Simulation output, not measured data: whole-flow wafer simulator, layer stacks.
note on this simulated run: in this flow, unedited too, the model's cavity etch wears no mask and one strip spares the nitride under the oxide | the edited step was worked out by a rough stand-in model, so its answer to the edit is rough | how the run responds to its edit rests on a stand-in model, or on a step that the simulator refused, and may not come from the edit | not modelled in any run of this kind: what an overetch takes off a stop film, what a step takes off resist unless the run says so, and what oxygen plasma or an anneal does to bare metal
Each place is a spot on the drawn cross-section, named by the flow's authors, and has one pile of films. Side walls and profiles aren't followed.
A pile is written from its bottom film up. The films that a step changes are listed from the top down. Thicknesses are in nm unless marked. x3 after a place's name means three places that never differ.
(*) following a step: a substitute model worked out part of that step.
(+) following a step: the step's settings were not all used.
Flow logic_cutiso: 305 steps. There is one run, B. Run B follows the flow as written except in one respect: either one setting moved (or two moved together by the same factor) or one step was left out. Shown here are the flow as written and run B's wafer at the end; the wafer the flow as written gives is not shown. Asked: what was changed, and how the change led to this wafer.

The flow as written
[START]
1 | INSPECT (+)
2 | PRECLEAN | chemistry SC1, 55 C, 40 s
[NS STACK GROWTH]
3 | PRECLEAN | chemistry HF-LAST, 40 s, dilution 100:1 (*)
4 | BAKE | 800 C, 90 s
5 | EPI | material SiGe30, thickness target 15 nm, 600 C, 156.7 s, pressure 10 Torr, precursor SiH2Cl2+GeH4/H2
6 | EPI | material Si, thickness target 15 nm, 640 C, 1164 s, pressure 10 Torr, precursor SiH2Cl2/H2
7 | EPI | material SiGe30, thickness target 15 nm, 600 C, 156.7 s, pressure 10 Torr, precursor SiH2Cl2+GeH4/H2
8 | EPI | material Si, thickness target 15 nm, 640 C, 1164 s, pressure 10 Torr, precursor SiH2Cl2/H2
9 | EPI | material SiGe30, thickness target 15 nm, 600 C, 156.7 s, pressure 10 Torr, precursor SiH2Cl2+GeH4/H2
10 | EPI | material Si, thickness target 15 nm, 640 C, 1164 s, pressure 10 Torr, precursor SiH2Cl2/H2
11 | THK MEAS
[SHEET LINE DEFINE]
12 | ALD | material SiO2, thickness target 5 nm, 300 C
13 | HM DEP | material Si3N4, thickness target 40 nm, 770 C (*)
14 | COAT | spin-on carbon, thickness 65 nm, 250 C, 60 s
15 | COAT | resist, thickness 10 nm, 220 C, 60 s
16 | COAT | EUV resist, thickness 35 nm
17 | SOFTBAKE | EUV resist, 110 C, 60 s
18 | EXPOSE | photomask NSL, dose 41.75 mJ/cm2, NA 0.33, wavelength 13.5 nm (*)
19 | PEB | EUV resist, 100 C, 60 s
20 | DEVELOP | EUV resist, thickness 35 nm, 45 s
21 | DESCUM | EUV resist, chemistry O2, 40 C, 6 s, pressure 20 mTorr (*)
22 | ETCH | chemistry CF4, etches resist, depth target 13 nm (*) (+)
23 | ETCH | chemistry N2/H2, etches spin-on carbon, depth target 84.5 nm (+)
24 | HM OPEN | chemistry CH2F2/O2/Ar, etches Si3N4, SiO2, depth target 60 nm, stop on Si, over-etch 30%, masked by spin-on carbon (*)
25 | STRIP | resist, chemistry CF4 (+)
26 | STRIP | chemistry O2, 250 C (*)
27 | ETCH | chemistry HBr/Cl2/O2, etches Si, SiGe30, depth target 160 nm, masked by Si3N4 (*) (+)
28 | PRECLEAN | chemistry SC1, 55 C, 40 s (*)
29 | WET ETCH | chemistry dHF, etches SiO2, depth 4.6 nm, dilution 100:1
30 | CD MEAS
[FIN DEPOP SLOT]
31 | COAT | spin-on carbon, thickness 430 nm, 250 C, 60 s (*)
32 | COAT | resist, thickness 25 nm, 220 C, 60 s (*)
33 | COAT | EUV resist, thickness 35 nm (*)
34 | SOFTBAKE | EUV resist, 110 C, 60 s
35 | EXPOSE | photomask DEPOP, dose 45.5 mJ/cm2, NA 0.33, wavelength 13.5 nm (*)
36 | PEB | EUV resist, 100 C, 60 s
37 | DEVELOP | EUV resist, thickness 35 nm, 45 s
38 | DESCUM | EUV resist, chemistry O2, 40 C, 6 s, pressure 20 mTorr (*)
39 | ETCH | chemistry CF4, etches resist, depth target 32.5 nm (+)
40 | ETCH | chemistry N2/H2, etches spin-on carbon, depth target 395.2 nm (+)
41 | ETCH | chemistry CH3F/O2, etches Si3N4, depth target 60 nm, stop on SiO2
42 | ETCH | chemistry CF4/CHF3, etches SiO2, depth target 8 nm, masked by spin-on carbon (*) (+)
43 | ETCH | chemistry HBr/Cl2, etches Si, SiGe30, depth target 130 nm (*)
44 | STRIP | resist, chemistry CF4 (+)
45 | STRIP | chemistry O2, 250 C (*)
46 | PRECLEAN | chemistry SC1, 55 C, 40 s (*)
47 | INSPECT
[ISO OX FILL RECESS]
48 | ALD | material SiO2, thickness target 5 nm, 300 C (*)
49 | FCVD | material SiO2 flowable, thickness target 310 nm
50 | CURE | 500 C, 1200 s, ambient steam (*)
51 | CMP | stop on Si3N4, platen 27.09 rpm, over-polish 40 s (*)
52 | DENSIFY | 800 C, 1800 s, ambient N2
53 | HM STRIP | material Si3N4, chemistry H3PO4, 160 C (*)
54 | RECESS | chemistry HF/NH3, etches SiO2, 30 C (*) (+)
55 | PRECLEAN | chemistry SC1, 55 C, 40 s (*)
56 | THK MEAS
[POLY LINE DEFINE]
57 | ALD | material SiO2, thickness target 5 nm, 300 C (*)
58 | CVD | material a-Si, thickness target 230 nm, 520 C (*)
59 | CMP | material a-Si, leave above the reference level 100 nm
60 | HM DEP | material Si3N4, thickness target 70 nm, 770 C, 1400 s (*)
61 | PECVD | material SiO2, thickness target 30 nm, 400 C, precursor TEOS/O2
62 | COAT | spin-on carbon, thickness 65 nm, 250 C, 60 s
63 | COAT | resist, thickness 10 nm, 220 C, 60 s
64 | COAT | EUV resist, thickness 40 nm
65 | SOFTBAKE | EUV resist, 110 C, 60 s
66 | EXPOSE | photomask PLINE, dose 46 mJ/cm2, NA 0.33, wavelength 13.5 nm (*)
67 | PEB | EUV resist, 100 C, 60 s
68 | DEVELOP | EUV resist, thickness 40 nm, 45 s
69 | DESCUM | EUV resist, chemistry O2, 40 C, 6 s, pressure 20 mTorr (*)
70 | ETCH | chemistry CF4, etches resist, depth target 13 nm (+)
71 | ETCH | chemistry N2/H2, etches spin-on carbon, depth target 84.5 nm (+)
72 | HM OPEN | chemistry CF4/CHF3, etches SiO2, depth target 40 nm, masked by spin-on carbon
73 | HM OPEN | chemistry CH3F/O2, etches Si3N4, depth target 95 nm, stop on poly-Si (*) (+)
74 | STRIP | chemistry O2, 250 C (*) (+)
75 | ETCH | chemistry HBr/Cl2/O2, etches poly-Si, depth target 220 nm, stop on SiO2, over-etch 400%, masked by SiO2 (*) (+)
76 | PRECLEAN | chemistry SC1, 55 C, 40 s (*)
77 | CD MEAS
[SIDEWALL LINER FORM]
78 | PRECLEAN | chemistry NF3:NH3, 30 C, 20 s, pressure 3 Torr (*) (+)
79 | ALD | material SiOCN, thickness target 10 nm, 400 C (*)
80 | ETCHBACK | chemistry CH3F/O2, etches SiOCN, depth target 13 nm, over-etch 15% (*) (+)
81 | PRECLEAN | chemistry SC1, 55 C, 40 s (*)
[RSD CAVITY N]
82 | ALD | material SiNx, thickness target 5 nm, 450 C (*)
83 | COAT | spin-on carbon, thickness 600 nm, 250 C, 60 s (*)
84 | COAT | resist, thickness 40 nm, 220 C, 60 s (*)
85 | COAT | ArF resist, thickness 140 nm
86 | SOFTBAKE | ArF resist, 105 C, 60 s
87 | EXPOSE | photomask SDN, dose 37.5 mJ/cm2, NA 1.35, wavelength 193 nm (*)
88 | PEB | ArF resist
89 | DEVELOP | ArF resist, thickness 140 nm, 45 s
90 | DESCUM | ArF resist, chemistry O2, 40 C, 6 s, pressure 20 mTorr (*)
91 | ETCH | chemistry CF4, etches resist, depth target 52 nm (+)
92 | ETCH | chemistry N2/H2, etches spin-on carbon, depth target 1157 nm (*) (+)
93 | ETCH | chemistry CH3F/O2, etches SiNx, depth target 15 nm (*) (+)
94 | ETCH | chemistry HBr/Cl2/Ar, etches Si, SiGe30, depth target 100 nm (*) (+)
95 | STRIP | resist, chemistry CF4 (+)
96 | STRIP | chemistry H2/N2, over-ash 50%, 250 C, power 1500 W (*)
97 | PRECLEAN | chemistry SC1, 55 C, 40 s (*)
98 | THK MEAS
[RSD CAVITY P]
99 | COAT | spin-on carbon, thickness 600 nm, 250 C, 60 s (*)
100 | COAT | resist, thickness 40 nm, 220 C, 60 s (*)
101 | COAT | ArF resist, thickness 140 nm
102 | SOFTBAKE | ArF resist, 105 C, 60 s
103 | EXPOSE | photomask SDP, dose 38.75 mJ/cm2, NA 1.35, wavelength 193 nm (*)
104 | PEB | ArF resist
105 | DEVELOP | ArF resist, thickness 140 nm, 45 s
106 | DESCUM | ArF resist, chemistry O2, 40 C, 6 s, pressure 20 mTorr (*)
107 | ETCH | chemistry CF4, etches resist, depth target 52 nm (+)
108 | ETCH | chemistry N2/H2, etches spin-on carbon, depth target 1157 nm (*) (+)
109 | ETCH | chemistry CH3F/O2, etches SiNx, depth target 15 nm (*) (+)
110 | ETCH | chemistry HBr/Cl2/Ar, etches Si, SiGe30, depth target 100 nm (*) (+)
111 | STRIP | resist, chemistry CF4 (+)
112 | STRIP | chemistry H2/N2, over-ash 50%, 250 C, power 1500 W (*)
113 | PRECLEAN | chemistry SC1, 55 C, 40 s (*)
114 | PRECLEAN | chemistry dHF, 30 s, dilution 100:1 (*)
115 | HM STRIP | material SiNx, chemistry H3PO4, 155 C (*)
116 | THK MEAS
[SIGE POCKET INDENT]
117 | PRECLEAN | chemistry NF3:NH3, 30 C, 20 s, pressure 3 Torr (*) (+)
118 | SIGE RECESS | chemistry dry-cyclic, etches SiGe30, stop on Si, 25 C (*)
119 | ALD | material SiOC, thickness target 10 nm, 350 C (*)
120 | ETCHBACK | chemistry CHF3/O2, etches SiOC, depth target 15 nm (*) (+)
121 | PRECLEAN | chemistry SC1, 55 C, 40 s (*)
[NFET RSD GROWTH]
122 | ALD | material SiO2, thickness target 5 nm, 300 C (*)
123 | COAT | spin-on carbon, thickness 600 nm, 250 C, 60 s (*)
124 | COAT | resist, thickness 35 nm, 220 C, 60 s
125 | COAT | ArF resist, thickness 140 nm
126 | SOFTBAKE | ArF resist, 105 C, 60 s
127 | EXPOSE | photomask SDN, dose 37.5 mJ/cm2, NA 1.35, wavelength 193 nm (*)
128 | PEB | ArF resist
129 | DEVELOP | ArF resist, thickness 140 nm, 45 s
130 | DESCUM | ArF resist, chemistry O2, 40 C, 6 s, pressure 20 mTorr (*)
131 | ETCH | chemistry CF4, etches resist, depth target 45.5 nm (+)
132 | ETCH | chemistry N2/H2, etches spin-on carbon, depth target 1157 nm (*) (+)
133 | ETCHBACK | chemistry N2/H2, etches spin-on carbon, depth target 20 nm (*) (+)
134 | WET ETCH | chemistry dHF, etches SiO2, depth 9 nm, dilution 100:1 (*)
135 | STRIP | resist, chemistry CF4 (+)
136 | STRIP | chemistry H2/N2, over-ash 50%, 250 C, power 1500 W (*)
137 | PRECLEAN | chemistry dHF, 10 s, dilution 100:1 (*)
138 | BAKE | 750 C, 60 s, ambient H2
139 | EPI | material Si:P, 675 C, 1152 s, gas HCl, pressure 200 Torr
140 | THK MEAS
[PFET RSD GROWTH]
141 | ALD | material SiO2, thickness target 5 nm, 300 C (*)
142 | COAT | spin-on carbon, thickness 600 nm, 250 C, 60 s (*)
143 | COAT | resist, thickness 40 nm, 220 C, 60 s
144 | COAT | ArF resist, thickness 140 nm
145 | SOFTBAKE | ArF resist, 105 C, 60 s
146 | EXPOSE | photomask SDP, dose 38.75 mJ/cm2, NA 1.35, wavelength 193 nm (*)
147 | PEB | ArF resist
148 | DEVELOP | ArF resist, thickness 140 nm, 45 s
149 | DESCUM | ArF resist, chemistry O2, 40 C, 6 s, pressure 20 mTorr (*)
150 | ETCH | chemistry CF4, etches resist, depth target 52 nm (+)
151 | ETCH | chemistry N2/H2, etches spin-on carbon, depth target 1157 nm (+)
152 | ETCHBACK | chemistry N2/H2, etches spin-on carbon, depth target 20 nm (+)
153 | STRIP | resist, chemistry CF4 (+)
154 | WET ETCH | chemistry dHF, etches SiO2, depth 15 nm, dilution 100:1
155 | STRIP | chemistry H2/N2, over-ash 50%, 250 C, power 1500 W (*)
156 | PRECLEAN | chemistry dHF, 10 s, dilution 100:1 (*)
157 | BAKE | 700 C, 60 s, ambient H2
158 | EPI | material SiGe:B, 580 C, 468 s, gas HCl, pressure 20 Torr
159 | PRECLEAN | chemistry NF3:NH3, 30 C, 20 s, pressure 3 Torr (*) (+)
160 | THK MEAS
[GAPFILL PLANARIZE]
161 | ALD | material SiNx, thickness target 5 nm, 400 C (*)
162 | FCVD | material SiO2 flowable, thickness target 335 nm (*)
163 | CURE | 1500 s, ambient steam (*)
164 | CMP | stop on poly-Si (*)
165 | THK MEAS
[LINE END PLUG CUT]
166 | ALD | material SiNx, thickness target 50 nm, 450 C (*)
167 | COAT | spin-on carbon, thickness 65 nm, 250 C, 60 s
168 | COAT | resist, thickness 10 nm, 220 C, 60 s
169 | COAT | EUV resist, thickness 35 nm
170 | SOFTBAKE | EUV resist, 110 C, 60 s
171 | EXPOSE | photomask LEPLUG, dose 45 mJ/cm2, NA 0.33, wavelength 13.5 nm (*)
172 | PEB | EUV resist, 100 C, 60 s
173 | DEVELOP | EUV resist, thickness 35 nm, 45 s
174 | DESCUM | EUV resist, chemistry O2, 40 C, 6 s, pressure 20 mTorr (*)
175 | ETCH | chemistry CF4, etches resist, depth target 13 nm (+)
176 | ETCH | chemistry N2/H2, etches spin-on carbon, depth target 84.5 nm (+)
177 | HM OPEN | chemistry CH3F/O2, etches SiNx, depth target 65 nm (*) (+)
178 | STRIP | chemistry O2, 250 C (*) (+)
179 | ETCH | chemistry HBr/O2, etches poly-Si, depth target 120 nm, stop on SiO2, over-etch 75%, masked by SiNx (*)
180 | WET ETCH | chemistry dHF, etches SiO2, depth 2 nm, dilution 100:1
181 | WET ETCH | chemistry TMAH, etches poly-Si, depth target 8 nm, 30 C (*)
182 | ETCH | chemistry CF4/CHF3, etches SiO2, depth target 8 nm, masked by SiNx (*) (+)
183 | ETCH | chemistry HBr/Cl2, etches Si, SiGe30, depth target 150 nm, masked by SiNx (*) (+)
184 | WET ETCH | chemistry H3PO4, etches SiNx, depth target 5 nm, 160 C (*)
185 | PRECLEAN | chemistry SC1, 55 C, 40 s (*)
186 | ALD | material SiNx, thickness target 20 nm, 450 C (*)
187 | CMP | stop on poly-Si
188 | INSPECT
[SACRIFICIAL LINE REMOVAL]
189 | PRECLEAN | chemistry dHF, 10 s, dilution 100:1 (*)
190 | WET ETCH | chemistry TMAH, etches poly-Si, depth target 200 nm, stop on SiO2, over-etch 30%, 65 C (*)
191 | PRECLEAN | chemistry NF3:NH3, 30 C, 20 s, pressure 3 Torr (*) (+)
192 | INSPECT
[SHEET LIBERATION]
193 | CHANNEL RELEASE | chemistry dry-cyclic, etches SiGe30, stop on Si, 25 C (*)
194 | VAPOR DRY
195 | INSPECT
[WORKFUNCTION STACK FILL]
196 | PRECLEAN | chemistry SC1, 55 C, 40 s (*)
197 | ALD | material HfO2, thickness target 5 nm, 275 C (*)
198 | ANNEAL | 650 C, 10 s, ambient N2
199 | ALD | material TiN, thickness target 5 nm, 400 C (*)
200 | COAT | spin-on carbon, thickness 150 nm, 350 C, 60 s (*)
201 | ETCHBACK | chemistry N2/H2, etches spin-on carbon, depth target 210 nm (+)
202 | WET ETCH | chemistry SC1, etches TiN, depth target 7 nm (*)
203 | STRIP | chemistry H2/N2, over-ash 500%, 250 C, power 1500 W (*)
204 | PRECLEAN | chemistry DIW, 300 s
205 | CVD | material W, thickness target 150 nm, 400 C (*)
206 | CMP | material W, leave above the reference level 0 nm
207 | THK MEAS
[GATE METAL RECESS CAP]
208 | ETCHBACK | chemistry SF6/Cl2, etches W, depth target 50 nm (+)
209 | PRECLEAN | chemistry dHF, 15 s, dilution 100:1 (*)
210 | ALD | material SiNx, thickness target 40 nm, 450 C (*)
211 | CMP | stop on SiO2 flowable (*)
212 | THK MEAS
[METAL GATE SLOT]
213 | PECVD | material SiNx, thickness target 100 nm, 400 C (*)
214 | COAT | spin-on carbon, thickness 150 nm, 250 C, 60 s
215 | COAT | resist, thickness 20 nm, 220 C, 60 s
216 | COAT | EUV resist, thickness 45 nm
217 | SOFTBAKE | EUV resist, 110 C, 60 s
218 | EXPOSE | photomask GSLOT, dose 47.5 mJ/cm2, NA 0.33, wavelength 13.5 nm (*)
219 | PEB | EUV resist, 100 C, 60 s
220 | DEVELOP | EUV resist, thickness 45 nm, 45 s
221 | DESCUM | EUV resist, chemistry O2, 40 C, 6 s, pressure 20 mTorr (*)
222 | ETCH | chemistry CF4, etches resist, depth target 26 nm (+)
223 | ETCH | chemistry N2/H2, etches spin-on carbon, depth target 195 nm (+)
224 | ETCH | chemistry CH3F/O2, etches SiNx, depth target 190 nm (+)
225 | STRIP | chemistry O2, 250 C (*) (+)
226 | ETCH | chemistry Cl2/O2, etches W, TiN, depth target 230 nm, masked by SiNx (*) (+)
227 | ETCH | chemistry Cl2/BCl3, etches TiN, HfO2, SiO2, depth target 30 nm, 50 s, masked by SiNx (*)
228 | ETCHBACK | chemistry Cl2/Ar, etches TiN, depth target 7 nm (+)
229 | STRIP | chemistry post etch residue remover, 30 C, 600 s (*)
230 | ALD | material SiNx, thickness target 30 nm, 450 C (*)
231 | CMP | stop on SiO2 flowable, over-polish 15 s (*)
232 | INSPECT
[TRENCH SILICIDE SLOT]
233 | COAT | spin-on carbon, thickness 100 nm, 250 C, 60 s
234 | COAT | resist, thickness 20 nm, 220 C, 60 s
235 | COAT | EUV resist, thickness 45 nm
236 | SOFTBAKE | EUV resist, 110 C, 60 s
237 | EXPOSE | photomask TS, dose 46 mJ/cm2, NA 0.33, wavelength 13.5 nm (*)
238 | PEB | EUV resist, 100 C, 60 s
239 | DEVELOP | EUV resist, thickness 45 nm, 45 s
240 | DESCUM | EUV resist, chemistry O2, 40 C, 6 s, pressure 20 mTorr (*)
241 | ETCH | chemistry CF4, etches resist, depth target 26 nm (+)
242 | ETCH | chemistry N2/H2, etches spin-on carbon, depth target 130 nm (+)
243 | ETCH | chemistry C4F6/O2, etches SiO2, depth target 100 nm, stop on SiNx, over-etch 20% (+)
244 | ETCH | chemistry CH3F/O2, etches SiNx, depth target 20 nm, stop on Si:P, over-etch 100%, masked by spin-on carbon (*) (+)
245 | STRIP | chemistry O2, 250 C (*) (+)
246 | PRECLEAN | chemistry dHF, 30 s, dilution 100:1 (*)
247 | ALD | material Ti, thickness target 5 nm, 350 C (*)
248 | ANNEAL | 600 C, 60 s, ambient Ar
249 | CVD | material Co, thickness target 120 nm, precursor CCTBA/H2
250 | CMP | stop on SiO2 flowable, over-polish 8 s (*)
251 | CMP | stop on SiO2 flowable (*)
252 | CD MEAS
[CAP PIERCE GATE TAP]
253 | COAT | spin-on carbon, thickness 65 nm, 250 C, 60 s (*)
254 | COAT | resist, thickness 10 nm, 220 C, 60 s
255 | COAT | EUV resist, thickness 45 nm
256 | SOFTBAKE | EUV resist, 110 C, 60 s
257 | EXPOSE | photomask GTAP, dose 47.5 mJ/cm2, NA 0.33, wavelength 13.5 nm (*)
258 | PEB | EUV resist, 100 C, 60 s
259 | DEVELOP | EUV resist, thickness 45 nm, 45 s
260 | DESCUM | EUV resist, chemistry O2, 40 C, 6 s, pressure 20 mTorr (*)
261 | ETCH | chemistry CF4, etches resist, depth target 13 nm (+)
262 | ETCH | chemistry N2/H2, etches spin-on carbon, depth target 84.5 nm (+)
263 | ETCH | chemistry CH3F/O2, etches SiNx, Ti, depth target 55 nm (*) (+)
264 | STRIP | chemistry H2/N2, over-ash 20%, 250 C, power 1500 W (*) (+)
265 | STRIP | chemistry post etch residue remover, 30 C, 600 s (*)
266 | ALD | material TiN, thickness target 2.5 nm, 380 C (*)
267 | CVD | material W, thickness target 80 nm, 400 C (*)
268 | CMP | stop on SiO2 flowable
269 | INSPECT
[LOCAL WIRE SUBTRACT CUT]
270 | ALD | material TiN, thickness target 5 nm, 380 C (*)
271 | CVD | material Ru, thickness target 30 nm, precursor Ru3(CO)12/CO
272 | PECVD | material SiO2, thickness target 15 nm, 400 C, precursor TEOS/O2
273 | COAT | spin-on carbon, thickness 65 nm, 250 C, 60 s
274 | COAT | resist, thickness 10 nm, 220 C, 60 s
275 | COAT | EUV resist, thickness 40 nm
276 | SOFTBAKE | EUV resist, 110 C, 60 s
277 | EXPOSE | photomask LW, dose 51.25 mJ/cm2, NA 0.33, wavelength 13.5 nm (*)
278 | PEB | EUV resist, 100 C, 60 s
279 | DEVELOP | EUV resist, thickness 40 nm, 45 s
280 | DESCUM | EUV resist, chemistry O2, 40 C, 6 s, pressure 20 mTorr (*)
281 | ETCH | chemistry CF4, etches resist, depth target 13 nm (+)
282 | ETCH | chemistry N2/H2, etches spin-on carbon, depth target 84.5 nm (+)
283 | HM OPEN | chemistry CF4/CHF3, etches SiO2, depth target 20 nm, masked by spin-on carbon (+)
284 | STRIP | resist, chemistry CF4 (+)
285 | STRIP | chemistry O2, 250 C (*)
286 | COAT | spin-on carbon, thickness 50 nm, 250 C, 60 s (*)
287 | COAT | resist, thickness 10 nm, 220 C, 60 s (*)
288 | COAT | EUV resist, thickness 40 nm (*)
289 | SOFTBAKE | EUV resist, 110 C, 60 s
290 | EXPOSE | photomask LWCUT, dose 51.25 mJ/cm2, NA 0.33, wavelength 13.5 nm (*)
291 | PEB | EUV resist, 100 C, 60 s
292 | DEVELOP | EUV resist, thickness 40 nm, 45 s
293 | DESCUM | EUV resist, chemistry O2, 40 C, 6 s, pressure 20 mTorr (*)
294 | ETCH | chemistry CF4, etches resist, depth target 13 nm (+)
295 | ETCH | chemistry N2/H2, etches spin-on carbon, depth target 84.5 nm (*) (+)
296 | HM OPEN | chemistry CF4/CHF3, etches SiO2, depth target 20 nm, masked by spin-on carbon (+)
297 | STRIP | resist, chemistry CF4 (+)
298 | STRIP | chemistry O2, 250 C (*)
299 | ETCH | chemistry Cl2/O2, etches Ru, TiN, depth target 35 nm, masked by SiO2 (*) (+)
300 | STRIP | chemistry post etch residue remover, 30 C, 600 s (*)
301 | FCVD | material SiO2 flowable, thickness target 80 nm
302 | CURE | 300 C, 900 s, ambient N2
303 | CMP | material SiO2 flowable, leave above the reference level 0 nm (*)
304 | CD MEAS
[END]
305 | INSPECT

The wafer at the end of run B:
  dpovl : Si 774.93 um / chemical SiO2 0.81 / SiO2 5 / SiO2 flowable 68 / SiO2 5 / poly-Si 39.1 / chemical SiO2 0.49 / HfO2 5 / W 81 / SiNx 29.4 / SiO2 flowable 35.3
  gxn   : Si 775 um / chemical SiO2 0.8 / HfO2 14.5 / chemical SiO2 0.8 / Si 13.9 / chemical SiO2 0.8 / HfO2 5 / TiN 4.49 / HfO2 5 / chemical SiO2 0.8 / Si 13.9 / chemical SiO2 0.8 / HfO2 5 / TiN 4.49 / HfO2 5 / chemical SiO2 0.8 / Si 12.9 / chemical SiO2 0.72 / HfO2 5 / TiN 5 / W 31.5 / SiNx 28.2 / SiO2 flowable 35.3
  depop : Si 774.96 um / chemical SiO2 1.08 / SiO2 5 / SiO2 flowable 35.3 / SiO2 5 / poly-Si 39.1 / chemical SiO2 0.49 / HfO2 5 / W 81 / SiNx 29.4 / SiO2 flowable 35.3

Cause: step 190, WET ETCH: depth target 150 nm was run, whereas the flow has depth target 200 nm.

The path from the change to this, step by step:
  190 | WET ETCH | chemistry TMAH, etches poly-Si, depth target 200 nm, stop on SiO2, over-etch 30%, 65 C (*)
      depop, dpovl, gfld, gxf, isow, nsgap: poly-Si loses 150 (as written it would have been: poly-Si loses 189.4 (all of it))
  191 | PRECLEAN | chemistry NF3:NH3, 30 C, 20 s, pressure 3 Torr (*) (+)
      depop, dpovl, gfld, gxf, isow, nsgap: nothing (as written it would have been: SiO2 loses 5 (all of it), SiO2 flowable loses 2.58)
  197 | ALD | material HfO2, thickness target 5 nm, 275 C (*)
      gxn, gxp: HfO2 gains 5 (new film), HfO2 gains 5 (new film), cavity loses 10, HfO2 gains 5 (new film), HfO2 gains 5 (new film), cavity loses 10, HfO2 gains 5 (new film), HfO2 gains 14.5 (new film), cavity loses 14.5 (all of it) (as written it would have been: HfO2 gains 5 (new film), HfO2 gains 5 (new film), cavity loses 10, HfO2 gains 5 (new film), HfO2 gains 5 (new film), cavity loses 10, HfO2 gains 5 (new film), HfO2 gains 5 (new film), cavity loses 10, HfO2 gains 5 (new film))
      gxf: HfO2 gains 5 (new film) (as written it would have been: HfO2 gains 7.7 (new film))
  199 | ALD | material TiN, thickness target 5 nm, 400 C (*)
      gxn, gxp: TiN gains 5 (new film), TiN gains 4.49 (new film), cavity loses 4.49 (all of it), TiN gains 4.49 (new film), cavity loses 4.49 (all of it) (as written it would have been: TiN gains 5 (new film), TiN gains 4.49 (new film), cavity loses 4.49 (all of it), TiN gains 4.49 (new film), cavity loses 4.49 (all of it), TiN gains 4.49 (new film), cavity loses 4.49 (all of it))
      gfld: TiN gains 5 (new film) (as written it would have been: TiN gains 7.64 (new film))
  200 | COAT | spin-on carbon, thickness 150 nm, 350 C, 60 s (*)
      depop: spin-on carbon gains 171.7 (new film) (as written it would have been: spin-on carbon gains 194.7 (new film))
      dpovl: spin-on carbon gains 171.7 (new film) (as written it would have been: spin-on carbon gains 194.8 (new film))
      (and at 5 other places as well)
  201 | ETCHBACK | chemistry N2/H2, etches spin-on carbon, depth target 210 nm (+)
      depop: spin-on carbon loses 171.7 (all of it) (as written it would have been: spin-on carbon loses 194.7 (all of it))
      dpovl: spin-on carbon loses 171.7 (all of it) (as written it would have been: spin-on carbon loses 194.8 (all of it))
      (and at 3 other places as well)
  203 | STRIP | chemistry H2/N2, over-ash 500%, 250 C, power 1500 W (*)
      gl, glp: spin-on carbon loses 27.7 (all of it) (as written it would have been: spin-on carbon loses 26.7 (all of it))
      gxn, gxp: spin-on carbon loses 27.8 (all of it) (as written it would have been: spin-on carbon loses 26.8 (all of it))
      (and at 3 other places as well)
  205 | CVD | material W, thickness target 150 nm, 400 C (*)
      depop, dpovl, isow, nsgap: W gains 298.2 (new film) (as written it would have been: W gains 345.5 (new film))
      gfld: W gains 293.2 (new film) (as written it would have been: W gains 337.9 (new film))
      (and at 1 other place as well)
  226 | ETCH | chemistry Cl2/O2, etches W, TiN, depth target 230 nm, masked by SiNx (*) (+)
      depop, dpovl, gl and 18 more: SiNx loses 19 (as written it would have been: SiNx loses 30.8)
      gfld: W loses 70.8 (all of it), TiN loses 5 (all of it), HfO2 loses 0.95 (as written it would have been: W loses 115.4 (all of it), TiN loses 7.64 (all of it), HfO2 loses 1.54)
  227 | ETCH | chemistry Cl2/BCl3, etches TiN, HfO2, SiO2, depth target 30 nm, 50 s, masked by SiNx (*)
      gfld: HfO2 loses 4.05 (all of it), chemical SiO2 loses 0.49 (all of it), poly-Si loses 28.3 (as written it would have been: HfO2 loses 3.46 (all of it), SiO2 flowable loses 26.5)
  228 | ETCHBACK | chemistry Cl2/Ar, etches TiN, depth target 7 nm (+)
      gfld: poly-Si loses 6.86 (as written it would have been: SiO2 flowable loses 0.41)
  230 | ALD | material SiNx, thickness target 30 nm, 450 C (*)
      gfld: SiNx gains 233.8 (new film) (as written it would have been: SiNx gains 260.6 (new film))
  231 | CMP | stop on SiO2 flowable, over-polish 15 s (*)
      depop, dpovl, gl and 9 more: SiNx loses 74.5 (as written it would have been: SiNx loses 62.7)
      lnr, lnri, lnrp, lnrt: SiNx loses 72.8 (all of it), SiOCN loses 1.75 (as written it would have been: SiNx loses 61 (all of it), SiOCN loses 1.75)
      (and at 6 other places as well)
If metal films that touch count as one body, gxn has 3 bodies (between them, from the top down: HfO2 5 / chemical SiO2 0.72 / Si 12.9 / chemical SiO2 0.8 / HfO2 5; HfO2 5 / chemical SiO2 0.8 / Si 13.9 / chemical SiO2 0.8 / HfO2 5); the flow as written gives 4 bodies (between them, from the top down: HfO2 5 / chemical SiO2 0.72 / Si 12.9 / chemical SiO2 0.8 / HfO2 5; HfO2 5 / chemical SiO2 0.8 / Si 13.9 / chemical SiO2 0.8 / HfO2 5; HfO2 5 / chemical SiO2 0.8 / Si 13.9 / chemical SiO2 0.8 / HfO2 5).
